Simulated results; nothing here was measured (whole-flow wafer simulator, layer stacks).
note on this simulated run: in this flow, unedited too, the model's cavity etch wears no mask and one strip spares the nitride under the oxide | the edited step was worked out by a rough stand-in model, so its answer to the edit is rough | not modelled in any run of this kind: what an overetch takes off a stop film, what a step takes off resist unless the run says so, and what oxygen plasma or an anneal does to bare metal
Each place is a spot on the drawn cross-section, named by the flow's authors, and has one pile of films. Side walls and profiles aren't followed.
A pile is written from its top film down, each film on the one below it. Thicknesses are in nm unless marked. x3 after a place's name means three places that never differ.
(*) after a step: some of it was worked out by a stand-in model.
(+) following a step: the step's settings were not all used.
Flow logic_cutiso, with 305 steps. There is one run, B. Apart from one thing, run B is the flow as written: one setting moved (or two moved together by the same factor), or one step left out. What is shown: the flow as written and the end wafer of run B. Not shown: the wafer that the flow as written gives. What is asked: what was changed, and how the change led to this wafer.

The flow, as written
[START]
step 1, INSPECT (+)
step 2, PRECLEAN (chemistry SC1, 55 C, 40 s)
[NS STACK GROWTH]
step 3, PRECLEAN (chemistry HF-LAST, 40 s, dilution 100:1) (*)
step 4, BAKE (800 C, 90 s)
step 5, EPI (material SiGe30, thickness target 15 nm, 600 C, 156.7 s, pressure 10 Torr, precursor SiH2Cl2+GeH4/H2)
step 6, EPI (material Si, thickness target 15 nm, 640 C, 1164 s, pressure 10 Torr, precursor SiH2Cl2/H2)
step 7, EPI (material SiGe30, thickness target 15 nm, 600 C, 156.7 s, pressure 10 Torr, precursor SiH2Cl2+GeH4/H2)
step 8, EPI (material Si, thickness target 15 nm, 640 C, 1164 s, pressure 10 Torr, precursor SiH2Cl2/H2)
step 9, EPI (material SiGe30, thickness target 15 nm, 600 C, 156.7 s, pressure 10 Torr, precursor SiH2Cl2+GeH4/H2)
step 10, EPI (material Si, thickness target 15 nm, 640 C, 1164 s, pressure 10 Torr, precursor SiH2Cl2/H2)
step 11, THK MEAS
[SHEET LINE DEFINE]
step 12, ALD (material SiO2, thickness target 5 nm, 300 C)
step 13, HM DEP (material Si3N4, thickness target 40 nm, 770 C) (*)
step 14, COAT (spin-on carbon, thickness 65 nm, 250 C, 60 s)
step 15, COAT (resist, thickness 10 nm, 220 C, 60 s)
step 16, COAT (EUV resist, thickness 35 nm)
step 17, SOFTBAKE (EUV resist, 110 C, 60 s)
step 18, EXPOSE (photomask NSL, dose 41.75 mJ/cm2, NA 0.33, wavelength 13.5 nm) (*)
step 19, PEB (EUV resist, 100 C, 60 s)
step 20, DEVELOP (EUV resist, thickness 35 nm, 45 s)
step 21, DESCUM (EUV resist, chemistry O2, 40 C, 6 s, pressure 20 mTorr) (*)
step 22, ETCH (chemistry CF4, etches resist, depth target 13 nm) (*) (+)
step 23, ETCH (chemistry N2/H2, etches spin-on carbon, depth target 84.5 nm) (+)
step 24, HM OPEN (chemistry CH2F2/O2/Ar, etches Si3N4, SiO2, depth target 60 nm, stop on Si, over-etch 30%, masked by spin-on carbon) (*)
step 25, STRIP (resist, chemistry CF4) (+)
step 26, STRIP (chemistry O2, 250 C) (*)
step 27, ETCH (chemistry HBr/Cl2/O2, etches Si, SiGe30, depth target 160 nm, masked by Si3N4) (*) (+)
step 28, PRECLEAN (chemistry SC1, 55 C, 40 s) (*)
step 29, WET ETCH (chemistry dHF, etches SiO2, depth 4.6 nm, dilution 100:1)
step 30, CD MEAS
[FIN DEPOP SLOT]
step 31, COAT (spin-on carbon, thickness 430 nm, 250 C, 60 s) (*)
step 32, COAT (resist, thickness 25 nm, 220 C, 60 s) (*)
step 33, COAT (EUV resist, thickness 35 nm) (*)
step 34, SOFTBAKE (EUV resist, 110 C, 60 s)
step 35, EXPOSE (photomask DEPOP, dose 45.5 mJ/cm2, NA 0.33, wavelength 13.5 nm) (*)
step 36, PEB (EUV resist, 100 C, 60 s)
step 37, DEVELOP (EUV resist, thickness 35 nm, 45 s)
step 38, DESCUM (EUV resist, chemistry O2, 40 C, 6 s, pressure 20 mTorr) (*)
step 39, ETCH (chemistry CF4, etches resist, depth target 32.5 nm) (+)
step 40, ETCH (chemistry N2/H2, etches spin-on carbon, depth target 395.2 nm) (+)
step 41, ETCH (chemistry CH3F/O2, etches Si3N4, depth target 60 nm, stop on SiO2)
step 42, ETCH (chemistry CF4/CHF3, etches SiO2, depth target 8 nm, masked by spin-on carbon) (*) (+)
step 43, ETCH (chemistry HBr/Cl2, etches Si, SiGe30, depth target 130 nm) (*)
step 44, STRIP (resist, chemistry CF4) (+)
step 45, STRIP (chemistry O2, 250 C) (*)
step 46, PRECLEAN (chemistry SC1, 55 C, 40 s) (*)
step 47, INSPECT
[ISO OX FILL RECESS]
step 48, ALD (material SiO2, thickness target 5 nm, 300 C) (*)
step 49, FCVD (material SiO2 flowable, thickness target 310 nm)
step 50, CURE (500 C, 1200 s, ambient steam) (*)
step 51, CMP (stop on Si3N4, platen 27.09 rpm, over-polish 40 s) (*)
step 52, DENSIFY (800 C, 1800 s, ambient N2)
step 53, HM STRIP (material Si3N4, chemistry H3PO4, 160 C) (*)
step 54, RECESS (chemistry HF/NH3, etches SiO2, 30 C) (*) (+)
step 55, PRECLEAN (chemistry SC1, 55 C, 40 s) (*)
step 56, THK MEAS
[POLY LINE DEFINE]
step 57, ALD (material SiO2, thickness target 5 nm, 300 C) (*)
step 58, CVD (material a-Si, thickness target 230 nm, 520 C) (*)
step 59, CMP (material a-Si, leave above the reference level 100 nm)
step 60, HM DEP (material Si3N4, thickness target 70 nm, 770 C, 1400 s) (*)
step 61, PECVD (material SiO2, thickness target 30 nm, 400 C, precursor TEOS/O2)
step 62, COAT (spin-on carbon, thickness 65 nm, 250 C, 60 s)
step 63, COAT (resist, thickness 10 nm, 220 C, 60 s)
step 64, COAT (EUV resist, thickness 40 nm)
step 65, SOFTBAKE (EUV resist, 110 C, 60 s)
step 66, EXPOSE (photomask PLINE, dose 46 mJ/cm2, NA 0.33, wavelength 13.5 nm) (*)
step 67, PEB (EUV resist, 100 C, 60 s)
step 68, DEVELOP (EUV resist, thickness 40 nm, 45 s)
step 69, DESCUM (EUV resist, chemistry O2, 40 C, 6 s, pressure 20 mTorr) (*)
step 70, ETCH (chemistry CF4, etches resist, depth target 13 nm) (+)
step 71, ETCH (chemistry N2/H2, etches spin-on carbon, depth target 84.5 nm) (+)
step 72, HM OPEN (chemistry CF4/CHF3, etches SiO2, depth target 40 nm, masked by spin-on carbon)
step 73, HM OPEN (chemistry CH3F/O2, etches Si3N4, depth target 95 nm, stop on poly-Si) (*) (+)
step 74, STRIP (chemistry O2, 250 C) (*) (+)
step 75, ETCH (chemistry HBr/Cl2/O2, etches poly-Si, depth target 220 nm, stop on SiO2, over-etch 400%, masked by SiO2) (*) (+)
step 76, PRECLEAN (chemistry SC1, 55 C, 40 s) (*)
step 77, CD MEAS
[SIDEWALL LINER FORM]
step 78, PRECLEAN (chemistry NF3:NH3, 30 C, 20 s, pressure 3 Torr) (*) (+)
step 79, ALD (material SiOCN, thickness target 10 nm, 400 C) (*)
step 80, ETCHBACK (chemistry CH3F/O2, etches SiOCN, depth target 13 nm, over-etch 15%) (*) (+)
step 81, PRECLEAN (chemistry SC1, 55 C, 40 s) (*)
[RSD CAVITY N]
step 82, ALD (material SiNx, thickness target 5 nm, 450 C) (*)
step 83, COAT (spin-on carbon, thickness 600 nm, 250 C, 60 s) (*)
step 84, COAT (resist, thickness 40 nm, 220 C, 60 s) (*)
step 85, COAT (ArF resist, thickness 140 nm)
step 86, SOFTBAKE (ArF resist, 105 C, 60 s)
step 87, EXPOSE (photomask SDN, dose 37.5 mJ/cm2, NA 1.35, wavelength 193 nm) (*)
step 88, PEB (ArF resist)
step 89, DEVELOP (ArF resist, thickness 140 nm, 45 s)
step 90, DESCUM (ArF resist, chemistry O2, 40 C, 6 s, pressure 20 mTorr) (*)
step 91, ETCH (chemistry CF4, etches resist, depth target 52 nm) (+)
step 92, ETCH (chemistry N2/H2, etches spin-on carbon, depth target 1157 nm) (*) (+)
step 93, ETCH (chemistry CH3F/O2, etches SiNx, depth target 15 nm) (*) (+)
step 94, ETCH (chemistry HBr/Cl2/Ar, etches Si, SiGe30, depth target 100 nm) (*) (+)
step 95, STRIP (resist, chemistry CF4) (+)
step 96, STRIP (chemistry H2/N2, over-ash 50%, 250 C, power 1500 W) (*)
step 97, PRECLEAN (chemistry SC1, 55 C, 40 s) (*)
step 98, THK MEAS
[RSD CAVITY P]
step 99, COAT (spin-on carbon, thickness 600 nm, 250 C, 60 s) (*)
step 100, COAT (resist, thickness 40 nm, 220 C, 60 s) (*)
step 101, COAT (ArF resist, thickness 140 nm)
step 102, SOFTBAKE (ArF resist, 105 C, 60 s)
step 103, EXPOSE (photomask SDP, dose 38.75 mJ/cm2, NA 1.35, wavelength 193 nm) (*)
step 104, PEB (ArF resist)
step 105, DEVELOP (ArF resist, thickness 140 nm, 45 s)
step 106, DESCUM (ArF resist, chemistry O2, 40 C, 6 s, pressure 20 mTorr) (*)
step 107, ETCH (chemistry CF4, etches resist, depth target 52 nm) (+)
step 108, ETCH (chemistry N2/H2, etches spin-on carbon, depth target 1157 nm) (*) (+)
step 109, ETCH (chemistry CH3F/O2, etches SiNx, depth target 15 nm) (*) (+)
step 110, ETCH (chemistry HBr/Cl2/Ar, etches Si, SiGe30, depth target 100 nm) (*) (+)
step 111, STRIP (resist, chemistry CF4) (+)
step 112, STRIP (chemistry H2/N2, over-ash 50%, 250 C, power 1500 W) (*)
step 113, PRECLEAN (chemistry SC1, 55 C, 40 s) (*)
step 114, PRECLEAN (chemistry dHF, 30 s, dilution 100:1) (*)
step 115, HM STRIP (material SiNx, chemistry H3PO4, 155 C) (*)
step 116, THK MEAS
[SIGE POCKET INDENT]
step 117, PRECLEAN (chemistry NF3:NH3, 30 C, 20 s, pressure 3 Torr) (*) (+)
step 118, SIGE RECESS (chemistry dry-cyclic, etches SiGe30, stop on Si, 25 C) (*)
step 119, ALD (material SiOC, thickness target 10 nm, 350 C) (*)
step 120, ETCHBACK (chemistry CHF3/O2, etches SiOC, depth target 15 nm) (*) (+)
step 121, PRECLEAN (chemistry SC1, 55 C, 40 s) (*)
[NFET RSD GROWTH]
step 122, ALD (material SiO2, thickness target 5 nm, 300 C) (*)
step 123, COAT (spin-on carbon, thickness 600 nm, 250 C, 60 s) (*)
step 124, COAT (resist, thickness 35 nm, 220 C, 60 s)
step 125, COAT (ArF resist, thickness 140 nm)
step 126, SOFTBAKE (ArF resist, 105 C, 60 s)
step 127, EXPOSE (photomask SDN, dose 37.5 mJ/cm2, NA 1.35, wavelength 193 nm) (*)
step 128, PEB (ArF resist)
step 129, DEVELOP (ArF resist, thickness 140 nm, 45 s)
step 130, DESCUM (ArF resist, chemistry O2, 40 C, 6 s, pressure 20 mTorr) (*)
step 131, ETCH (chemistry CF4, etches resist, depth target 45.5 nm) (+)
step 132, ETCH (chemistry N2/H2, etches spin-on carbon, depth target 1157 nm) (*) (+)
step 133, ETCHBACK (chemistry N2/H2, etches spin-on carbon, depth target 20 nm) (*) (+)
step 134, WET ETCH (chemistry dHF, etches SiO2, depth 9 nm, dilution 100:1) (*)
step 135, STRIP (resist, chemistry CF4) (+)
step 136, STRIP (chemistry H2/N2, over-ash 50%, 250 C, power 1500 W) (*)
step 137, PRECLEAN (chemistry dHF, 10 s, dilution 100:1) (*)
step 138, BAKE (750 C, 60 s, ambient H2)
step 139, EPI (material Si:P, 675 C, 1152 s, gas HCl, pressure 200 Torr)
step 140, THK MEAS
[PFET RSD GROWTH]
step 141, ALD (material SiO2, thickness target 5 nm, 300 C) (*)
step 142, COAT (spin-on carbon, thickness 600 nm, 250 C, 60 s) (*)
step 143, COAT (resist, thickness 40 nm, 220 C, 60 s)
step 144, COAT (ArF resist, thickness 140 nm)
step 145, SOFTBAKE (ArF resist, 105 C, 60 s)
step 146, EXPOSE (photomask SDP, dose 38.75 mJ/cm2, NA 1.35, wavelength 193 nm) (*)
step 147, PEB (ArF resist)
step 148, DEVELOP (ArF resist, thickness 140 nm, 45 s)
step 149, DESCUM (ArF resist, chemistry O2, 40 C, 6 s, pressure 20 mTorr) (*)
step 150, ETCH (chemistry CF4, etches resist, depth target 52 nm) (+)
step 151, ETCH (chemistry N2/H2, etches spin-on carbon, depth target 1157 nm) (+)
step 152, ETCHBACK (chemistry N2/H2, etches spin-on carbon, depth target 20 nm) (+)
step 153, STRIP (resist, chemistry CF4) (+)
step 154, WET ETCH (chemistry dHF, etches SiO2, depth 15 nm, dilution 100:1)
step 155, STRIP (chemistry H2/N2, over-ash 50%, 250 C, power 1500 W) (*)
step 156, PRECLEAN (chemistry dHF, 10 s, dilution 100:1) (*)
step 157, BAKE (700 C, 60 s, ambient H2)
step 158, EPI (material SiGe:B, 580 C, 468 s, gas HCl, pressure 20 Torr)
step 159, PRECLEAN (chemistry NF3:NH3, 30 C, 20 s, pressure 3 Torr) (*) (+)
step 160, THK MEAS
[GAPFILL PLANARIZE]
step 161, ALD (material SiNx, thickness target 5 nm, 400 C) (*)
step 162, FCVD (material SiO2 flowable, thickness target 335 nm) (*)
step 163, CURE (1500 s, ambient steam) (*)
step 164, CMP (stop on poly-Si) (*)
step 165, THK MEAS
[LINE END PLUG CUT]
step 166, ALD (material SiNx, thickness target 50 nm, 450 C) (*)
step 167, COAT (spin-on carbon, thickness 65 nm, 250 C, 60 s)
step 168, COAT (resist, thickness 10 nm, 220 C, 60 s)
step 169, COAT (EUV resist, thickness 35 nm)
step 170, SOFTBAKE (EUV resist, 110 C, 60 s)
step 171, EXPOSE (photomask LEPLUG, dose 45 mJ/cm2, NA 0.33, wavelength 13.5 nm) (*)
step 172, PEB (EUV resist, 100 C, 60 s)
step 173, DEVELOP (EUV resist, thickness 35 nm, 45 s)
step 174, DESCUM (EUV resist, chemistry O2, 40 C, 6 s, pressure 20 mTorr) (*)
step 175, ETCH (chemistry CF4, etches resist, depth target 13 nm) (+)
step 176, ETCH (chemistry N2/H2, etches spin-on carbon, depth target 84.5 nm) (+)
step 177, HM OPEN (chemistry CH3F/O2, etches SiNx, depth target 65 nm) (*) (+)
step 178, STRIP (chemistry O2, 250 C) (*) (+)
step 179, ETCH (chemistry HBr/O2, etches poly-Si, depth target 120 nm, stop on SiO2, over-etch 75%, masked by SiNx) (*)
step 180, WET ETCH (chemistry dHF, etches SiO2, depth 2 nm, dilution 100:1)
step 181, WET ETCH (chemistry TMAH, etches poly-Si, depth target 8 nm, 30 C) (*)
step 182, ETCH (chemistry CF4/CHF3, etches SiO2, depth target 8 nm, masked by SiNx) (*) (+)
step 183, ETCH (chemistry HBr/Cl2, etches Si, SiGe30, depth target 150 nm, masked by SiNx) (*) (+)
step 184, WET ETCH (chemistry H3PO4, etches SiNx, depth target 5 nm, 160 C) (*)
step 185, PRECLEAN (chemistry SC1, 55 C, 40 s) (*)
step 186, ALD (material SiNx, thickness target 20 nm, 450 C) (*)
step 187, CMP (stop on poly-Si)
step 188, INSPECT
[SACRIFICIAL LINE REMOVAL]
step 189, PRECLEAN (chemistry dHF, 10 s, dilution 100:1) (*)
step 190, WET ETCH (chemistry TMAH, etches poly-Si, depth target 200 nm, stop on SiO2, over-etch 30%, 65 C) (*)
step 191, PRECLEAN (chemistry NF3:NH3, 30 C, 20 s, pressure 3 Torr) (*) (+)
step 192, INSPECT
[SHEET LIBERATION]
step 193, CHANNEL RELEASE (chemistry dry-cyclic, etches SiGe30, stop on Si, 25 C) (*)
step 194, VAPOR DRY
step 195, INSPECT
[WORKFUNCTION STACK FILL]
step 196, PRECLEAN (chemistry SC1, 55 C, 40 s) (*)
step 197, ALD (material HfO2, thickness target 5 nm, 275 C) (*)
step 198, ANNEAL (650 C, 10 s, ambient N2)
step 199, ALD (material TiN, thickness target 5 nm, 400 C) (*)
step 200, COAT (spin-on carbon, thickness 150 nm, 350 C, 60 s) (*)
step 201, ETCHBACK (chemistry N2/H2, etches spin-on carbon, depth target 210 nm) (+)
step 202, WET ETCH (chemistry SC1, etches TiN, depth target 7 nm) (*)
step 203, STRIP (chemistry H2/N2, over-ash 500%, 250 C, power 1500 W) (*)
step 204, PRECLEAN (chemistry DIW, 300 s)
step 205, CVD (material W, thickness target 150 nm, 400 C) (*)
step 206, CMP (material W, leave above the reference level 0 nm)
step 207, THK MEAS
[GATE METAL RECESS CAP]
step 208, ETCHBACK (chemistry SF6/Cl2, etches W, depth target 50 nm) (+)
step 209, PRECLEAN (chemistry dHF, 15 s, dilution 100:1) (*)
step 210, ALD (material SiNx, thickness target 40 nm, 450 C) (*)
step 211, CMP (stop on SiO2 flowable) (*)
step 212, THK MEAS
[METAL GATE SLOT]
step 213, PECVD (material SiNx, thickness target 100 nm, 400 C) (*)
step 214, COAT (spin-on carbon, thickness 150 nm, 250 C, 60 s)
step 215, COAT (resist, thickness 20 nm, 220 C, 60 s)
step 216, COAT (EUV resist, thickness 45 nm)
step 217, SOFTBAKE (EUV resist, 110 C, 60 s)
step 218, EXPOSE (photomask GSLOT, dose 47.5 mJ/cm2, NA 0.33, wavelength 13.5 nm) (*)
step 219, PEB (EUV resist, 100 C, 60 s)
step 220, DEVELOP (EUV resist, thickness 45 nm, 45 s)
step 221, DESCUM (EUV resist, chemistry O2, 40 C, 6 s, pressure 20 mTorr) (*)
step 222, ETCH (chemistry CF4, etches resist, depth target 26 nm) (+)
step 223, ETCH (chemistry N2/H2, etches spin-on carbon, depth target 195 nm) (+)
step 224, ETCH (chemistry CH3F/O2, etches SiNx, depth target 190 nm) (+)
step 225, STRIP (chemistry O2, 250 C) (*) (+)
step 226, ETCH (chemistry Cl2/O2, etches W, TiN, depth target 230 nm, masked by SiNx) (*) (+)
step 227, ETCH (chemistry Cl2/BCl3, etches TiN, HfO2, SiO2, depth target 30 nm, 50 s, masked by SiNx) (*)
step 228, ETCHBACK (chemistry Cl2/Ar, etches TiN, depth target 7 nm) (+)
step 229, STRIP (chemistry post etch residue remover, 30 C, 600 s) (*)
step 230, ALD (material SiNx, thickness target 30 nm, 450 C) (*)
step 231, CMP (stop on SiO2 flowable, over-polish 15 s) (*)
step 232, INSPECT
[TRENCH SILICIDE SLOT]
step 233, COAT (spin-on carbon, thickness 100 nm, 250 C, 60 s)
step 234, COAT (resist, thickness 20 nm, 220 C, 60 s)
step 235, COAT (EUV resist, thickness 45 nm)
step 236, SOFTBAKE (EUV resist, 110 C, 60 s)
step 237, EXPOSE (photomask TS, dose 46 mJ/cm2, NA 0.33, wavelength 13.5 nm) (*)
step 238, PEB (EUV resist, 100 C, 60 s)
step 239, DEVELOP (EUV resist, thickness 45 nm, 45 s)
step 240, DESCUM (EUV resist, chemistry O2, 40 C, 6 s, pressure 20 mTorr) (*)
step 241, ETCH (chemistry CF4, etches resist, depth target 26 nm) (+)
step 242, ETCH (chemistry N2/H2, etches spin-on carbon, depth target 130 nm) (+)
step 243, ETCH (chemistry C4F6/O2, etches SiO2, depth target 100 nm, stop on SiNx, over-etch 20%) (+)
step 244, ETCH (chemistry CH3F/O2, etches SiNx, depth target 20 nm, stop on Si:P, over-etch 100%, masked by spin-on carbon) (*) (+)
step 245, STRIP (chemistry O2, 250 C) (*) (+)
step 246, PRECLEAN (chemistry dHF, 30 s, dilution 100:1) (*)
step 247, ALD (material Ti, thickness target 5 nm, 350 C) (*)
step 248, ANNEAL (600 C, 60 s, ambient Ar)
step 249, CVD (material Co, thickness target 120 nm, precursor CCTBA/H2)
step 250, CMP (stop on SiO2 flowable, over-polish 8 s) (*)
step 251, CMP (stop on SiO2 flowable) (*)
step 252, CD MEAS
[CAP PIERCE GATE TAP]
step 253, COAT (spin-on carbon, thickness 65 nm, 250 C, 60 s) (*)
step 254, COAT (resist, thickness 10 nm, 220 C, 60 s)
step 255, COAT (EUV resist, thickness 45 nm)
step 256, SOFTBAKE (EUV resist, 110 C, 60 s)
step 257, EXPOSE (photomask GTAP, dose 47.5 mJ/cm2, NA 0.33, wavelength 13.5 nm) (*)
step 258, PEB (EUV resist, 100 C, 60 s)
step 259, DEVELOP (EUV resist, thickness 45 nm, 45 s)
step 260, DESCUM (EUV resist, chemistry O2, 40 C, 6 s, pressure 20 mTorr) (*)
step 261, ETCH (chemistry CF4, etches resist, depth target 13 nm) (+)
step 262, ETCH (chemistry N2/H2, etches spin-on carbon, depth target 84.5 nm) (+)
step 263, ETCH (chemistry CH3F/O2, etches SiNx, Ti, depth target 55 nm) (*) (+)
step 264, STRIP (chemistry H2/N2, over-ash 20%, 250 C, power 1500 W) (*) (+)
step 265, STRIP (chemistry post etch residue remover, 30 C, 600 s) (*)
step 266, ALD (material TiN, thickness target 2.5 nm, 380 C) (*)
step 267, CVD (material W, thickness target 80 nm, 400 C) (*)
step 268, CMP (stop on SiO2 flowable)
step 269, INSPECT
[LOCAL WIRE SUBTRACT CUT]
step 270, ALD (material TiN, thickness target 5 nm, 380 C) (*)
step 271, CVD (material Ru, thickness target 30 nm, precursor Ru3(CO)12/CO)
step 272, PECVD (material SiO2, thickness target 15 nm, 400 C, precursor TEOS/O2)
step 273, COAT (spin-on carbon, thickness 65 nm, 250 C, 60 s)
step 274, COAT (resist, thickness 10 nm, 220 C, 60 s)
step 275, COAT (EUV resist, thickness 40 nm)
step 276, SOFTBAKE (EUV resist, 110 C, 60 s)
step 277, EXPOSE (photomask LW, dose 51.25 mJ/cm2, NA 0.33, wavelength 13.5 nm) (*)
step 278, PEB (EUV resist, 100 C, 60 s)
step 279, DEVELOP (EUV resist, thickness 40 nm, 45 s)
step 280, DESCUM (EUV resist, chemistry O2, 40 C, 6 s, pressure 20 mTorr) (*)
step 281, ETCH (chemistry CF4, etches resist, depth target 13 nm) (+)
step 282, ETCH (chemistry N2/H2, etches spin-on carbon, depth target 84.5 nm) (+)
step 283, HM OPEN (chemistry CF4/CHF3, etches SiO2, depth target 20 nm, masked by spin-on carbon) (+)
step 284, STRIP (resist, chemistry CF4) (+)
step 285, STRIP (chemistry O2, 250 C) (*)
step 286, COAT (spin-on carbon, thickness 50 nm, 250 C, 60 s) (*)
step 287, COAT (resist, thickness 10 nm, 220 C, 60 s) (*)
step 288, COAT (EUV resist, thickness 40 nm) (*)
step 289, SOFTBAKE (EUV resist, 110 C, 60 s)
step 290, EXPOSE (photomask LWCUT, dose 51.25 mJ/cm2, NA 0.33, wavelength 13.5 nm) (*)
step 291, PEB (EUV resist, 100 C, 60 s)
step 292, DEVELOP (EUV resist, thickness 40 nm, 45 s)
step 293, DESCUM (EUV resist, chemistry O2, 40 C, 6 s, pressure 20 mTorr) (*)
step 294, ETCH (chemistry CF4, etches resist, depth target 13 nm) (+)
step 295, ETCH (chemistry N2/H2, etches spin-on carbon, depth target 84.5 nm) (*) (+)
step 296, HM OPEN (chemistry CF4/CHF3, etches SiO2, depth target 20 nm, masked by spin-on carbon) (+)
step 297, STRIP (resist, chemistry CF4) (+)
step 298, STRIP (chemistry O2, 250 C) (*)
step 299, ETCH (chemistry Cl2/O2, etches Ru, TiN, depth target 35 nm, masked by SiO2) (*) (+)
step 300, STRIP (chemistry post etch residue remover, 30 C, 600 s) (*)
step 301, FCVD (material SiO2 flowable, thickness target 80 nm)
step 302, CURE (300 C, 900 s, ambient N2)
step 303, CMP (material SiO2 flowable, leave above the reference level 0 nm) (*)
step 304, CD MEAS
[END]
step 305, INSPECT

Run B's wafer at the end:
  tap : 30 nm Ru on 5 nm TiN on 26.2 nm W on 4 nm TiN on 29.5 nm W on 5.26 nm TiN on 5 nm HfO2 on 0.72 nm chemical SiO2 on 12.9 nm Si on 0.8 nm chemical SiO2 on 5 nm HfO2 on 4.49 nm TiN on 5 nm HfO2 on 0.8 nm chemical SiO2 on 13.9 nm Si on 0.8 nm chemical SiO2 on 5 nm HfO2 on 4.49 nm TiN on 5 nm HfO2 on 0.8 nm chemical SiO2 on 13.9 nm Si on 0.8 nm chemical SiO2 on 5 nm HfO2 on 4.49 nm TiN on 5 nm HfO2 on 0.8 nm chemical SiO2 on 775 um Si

Cause: step 266, ALD: thickness target 4 nm was run, though the flow has thickness target 2.5 nm.
The wafer lets one read it off: tap has TiN 4, and step 266 as written asks for 2.5 nm.

The path from the change to this, step by step:
  step 266, ALD (material TiN, thickness target 2.5 nm, 380 C) (*)
      depop, dpovl, gfld and 19 more: +4 TiN (new film) (it would be, as written: +2.5 TiN (new film))
  step 268, CMP (stop on SiO2 flowable)
      depop, dpovl, gfld and 9 more: -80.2 W (all of it), -4 TiN (all of it), -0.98 SiNx (it would be, as written: -80.2 W (all of it), -2.5 TiN (all of it), -0.98 SiNx)
      lnr, lnri, lnrp, lnrt: -80 W (all of it), -4 TiN (all of it), -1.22 SiOCN (it would be, as written: -80 W (all of it), -2.5 TiN (all of it), -1.22 SiOCN)
      (as well as at 5 more places)
